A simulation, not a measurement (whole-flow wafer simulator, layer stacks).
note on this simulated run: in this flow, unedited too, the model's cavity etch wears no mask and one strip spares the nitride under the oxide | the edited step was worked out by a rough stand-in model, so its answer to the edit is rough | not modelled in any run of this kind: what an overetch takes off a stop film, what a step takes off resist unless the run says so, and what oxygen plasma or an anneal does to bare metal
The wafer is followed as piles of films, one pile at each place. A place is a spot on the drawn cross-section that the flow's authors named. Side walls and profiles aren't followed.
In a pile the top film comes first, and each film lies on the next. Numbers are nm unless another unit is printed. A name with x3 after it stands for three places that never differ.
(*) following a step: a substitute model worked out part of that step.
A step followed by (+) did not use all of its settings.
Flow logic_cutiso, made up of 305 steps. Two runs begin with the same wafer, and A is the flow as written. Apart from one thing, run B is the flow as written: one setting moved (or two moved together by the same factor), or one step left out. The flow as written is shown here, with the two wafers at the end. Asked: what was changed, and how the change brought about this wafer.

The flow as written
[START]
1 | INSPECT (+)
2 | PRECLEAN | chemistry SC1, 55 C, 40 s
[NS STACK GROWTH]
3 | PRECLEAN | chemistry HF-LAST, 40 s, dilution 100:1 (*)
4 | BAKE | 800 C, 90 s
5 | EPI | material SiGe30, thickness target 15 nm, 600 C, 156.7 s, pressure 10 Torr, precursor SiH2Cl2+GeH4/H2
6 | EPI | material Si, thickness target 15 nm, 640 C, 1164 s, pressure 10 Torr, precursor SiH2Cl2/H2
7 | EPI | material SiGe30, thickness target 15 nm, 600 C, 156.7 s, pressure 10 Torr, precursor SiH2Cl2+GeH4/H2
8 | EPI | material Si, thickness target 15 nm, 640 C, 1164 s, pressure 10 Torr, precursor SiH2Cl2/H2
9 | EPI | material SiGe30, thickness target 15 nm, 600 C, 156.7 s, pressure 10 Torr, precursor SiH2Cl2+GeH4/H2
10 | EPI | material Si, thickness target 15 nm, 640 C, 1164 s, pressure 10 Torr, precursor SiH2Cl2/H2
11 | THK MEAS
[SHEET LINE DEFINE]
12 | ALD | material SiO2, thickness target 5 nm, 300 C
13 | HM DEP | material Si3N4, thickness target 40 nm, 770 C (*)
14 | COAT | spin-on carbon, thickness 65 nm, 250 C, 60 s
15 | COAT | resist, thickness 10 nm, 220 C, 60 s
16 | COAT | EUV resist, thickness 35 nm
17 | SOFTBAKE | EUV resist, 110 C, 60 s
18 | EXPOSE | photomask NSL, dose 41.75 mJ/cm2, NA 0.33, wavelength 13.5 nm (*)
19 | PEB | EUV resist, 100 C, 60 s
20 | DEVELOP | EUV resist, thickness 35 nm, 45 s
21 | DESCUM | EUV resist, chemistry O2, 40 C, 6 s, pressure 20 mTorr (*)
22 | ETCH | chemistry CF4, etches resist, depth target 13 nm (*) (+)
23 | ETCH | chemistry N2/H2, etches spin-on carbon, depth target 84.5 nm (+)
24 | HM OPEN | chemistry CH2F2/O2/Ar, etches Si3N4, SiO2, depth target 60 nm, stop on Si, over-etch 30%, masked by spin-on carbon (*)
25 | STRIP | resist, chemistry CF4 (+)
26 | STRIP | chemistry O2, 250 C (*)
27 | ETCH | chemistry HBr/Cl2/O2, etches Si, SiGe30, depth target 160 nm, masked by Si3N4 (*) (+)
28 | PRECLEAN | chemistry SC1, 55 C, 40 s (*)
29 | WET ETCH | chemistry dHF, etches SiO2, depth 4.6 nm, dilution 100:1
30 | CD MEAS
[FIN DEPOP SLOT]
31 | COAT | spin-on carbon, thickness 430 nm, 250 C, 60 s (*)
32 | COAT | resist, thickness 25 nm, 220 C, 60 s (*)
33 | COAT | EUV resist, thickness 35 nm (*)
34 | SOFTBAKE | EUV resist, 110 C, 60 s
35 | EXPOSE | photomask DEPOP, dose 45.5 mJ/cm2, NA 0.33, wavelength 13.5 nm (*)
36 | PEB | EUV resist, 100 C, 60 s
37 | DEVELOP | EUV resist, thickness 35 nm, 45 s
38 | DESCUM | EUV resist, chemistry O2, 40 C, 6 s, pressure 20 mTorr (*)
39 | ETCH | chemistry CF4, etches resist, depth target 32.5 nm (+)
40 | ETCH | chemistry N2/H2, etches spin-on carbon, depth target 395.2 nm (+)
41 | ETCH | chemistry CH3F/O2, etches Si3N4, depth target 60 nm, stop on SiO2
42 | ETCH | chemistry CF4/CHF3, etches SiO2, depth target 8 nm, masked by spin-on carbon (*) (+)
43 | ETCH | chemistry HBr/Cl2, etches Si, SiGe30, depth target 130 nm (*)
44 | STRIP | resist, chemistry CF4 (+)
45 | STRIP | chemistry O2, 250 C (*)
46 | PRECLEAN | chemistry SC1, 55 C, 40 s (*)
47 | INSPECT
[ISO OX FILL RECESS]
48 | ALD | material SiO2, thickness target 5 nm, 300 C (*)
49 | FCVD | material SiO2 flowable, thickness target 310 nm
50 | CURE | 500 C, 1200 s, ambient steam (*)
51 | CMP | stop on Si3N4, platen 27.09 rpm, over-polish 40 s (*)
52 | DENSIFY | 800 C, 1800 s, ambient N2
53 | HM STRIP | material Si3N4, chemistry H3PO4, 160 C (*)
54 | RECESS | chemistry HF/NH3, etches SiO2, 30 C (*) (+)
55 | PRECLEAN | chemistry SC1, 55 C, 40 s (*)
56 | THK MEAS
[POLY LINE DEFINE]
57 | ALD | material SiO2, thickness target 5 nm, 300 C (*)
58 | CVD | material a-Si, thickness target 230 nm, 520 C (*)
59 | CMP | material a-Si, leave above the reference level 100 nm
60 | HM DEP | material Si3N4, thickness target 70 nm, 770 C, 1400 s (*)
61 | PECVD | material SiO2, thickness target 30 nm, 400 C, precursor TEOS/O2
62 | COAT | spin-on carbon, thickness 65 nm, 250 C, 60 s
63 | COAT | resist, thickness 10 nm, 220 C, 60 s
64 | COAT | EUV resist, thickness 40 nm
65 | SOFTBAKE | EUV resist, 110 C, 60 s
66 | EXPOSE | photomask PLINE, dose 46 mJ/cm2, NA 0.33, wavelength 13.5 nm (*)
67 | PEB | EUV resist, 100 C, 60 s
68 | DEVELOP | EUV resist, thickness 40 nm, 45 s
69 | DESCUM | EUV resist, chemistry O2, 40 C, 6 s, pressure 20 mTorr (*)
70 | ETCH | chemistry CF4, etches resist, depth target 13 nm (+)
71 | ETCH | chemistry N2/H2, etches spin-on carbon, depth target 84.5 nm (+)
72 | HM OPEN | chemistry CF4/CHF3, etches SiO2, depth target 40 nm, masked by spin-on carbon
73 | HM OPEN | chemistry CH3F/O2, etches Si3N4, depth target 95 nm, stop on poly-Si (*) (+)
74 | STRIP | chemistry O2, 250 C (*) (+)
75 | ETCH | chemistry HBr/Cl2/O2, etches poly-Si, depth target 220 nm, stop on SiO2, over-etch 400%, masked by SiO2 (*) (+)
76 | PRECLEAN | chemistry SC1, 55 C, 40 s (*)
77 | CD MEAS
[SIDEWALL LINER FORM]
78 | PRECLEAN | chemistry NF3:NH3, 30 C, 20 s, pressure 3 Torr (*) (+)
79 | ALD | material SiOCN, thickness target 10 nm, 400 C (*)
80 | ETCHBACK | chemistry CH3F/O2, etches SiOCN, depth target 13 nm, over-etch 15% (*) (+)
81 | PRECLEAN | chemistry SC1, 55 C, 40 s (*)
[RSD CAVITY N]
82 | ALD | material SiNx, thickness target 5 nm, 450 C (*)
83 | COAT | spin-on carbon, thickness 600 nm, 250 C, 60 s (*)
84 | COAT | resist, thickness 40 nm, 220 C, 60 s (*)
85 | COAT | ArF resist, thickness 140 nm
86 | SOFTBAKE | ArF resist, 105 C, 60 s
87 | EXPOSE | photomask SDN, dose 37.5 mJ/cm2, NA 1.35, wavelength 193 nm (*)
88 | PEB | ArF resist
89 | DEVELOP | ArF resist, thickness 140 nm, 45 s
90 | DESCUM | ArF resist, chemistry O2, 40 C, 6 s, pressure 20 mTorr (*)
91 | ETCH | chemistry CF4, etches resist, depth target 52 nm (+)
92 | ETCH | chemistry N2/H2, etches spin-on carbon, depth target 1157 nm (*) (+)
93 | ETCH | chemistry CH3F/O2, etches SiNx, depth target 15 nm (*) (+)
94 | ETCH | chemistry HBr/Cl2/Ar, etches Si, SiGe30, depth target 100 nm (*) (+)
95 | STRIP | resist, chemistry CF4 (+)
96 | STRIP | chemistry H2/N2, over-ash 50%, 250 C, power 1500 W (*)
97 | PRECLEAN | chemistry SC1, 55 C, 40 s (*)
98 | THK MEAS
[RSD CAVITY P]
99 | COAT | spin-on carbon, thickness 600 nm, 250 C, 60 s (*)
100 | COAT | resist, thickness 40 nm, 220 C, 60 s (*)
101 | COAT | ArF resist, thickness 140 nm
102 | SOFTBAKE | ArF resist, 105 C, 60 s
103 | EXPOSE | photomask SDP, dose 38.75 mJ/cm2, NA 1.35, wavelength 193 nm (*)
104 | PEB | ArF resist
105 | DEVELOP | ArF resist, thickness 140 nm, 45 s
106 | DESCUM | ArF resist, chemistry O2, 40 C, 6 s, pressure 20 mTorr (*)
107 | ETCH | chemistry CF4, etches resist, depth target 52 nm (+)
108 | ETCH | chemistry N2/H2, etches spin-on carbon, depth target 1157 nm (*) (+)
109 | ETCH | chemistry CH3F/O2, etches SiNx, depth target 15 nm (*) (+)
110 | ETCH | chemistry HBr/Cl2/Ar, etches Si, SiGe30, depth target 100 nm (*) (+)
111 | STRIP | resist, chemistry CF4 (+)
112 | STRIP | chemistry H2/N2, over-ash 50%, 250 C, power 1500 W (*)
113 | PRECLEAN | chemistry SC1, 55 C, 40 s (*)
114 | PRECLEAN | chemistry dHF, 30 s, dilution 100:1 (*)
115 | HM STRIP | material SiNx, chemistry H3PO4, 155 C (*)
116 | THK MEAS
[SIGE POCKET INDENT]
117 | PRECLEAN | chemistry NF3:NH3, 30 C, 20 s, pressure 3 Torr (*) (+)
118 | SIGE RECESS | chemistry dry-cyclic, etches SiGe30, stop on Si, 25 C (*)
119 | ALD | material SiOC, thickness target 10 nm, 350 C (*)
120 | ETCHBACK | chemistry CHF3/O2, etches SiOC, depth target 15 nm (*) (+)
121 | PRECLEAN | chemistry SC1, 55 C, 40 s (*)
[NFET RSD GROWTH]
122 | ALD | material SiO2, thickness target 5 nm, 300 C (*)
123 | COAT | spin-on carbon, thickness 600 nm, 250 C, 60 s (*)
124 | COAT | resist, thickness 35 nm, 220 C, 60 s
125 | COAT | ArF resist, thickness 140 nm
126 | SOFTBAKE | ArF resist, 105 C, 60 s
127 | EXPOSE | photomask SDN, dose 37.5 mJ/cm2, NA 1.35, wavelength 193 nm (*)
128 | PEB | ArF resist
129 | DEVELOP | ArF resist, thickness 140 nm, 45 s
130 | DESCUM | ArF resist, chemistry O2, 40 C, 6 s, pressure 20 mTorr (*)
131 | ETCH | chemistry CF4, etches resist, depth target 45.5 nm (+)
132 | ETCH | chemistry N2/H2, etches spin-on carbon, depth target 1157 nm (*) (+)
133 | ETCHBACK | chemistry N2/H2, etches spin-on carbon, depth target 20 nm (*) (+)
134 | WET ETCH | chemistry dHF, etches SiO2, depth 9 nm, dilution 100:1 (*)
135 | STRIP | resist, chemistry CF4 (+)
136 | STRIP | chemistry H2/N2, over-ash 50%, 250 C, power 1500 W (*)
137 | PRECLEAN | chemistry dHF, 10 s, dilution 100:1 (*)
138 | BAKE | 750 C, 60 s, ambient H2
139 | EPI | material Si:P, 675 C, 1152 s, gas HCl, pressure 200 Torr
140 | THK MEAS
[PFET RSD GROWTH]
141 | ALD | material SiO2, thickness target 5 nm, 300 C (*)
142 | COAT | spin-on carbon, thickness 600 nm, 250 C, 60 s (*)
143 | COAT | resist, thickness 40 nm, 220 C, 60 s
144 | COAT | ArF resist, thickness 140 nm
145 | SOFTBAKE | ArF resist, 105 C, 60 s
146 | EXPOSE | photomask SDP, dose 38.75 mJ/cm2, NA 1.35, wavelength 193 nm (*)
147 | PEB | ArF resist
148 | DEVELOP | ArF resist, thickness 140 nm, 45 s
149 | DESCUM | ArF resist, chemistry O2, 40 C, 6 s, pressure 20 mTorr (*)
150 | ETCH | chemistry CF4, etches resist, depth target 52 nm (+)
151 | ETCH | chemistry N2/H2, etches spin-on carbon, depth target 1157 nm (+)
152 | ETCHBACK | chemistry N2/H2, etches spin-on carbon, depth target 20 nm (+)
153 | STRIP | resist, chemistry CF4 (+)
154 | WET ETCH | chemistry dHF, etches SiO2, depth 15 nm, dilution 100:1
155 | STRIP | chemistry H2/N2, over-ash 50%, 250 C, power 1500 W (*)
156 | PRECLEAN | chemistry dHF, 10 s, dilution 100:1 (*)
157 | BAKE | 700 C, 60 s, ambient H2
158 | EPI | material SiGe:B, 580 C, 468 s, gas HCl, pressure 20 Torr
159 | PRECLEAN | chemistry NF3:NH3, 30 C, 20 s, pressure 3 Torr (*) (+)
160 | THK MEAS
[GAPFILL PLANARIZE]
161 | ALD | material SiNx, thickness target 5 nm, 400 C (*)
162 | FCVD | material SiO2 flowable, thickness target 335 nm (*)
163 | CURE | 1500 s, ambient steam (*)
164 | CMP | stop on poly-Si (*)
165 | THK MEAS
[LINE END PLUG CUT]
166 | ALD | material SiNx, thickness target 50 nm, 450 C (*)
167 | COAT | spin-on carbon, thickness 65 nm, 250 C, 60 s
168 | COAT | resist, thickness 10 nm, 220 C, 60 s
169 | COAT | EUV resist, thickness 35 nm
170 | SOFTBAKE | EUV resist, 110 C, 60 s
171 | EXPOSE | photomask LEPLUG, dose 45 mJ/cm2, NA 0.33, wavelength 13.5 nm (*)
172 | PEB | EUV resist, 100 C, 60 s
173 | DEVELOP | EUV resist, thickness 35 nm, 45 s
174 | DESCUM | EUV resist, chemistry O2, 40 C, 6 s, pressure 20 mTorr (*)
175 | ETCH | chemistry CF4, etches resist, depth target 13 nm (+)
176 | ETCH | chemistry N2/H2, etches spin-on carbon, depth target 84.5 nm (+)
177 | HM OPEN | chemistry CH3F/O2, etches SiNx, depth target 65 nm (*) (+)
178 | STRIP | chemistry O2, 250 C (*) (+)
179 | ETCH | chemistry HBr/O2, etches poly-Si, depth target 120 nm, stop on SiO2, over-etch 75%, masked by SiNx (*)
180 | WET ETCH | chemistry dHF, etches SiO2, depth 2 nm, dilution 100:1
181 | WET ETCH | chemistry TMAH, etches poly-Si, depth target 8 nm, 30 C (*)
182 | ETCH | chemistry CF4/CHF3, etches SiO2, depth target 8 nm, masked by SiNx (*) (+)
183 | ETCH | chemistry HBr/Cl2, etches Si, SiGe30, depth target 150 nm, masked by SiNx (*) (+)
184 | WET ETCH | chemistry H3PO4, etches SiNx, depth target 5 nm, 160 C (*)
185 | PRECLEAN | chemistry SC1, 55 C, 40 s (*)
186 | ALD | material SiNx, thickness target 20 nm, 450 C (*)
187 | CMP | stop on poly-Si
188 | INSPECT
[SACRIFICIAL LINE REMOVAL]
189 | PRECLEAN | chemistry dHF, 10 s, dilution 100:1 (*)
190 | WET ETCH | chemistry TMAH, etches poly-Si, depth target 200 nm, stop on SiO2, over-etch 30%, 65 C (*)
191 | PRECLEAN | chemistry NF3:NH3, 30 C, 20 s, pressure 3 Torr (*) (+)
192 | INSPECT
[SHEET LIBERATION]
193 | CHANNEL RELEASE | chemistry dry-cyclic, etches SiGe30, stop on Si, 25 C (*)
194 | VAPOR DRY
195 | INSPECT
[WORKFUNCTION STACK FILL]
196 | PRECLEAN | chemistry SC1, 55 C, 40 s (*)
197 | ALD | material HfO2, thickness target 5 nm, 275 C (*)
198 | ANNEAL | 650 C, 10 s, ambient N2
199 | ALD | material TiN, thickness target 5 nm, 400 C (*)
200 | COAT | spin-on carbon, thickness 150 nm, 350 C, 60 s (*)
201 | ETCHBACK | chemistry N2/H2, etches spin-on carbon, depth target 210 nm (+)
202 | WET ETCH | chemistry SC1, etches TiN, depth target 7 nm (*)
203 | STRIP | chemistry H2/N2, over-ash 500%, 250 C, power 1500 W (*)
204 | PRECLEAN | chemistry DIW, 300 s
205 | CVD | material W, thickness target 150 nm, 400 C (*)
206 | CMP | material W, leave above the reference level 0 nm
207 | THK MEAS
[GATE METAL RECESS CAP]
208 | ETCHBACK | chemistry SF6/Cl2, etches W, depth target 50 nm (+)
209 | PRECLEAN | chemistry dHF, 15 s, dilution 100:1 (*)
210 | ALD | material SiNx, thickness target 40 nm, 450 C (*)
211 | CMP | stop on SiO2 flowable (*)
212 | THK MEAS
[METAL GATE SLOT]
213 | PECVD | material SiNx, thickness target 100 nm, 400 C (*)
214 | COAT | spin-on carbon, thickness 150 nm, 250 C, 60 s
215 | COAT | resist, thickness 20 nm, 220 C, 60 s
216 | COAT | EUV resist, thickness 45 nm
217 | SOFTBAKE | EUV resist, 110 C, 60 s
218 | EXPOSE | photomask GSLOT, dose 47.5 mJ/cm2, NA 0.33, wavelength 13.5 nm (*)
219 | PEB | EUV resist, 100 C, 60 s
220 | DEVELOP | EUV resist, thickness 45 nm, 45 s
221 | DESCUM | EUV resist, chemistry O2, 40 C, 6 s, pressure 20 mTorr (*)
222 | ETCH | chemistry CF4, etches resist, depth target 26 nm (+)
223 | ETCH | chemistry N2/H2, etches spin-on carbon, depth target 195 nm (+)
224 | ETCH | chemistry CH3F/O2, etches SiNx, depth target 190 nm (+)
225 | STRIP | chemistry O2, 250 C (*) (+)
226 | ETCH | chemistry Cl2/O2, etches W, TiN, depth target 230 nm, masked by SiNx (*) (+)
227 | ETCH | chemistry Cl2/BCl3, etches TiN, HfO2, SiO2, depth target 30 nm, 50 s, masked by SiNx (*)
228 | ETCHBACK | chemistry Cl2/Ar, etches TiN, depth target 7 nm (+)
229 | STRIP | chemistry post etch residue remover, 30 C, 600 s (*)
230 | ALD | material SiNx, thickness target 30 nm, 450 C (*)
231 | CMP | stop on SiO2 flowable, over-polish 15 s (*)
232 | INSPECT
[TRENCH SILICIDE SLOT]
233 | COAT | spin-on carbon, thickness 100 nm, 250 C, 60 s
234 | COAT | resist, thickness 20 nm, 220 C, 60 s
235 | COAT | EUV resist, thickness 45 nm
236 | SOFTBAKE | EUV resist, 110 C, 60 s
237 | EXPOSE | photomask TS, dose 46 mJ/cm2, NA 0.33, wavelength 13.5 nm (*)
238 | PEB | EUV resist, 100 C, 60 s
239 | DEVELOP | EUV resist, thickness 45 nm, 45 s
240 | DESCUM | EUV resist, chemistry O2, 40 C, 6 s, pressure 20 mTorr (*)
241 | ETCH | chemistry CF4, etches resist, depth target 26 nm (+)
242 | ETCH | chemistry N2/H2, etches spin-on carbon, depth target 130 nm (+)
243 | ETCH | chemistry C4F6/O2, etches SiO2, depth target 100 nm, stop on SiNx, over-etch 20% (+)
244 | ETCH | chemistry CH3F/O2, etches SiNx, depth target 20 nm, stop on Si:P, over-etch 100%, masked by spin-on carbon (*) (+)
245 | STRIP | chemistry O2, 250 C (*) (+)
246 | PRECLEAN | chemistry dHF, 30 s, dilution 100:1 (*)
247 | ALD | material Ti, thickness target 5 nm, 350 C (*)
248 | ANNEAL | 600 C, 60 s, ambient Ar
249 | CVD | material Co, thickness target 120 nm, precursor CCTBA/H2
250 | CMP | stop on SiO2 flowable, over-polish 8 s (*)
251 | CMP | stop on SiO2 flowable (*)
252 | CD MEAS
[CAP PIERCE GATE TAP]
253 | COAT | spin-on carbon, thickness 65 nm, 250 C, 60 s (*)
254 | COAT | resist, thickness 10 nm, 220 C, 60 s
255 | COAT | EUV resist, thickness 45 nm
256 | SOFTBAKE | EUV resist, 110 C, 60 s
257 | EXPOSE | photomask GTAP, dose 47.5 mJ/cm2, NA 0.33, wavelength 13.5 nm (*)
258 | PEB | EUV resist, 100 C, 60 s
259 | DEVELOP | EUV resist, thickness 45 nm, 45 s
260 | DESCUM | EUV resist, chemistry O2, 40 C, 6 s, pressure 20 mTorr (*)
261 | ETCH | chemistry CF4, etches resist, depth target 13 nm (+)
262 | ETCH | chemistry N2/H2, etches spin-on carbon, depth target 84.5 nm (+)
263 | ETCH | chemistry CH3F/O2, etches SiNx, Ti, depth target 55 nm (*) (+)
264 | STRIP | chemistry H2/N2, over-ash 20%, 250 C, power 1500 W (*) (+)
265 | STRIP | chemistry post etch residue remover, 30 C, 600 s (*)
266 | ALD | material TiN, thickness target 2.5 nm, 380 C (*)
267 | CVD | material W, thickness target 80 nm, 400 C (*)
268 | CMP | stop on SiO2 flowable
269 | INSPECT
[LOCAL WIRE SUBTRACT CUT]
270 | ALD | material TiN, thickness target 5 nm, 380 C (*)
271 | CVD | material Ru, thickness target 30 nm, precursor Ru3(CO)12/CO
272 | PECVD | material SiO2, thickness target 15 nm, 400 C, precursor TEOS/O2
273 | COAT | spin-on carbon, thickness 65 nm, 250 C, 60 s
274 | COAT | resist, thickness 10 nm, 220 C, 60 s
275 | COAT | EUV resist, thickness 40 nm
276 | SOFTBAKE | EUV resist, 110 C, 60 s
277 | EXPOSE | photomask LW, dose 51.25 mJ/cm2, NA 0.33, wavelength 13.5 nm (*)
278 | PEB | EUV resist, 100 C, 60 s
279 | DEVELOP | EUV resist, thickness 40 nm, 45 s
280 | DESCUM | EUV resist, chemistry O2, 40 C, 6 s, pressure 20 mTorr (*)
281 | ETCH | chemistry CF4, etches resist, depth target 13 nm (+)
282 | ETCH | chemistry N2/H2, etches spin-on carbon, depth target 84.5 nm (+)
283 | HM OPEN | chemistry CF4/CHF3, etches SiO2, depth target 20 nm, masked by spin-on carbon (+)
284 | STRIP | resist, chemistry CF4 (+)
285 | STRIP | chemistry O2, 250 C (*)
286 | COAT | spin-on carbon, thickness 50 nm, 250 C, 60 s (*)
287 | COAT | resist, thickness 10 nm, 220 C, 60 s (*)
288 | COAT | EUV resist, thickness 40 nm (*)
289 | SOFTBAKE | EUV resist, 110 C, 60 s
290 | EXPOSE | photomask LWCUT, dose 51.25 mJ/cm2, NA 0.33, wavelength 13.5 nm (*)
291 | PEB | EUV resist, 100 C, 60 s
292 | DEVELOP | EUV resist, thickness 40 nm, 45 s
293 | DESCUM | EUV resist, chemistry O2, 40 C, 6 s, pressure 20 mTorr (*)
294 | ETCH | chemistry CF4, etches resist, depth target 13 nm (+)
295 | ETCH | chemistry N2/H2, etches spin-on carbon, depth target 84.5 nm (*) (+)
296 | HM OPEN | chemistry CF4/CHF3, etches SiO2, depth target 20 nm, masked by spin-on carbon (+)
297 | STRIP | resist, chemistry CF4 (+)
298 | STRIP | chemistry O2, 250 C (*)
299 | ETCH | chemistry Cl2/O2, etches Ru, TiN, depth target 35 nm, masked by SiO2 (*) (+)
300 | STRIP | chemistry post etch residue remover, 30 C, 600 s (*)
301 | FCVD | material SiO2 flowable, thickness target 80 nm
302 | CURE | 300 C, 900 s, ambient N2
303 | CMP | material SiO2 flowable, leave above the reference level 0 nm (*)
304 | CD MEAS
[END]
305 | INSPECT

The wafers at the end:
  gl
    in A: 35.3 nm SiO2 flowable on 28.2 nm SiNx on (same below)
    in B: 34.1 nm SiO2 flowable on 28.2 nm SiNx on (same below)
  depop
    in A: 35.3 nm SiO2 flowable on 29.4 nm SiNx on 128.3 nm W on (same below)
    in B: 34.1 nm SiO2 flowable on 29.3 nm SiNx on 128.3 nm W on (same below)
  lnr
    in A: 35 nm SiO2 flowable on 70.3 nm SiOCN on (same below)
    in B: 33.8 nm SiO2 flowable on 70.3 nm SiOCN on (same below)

The reason: step 270, ALD: thickness target 3.8 nm was run, while the flow as written has thickness target 5 nm.

How this came from the change, step by step:
  270 | ALD | material TiN, thickness target 5 nm, 380 C (*)
      depop, dpovl, gfld and 19 more: A TiN gains 5 (new film) | B TiN gains 3.8 (new film)
  299 | ETCH | chemistry Cl2/O2, etches Ru, TiN, depth target 35 nm, masked by SiO2 (*) (+)
      depop, dpovl, gfld and 9 more: A Ru loses 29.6 (all of it), TiN loses 5 (all of it) | B Ru loses 29.6 (all of it), TiN loses 3.8 (all of it), SiNx loses 0.1
      iso: A Ru loses 29.6 (all of it), TiN loses 5 (all of it) | B Ru loses 29.6 (all of it), TiN loses 3.8 (all of it), SiO2 flowable loses 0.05
      (also at 5 further places)
  303 | CMP | material SiO2 flowable, leave above the reference level 0 nm (*)
      depop, dpovl, isow, ns, nsgap: A SiO2 flowable loses 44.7 | B SiO2 flowable loses 45.9
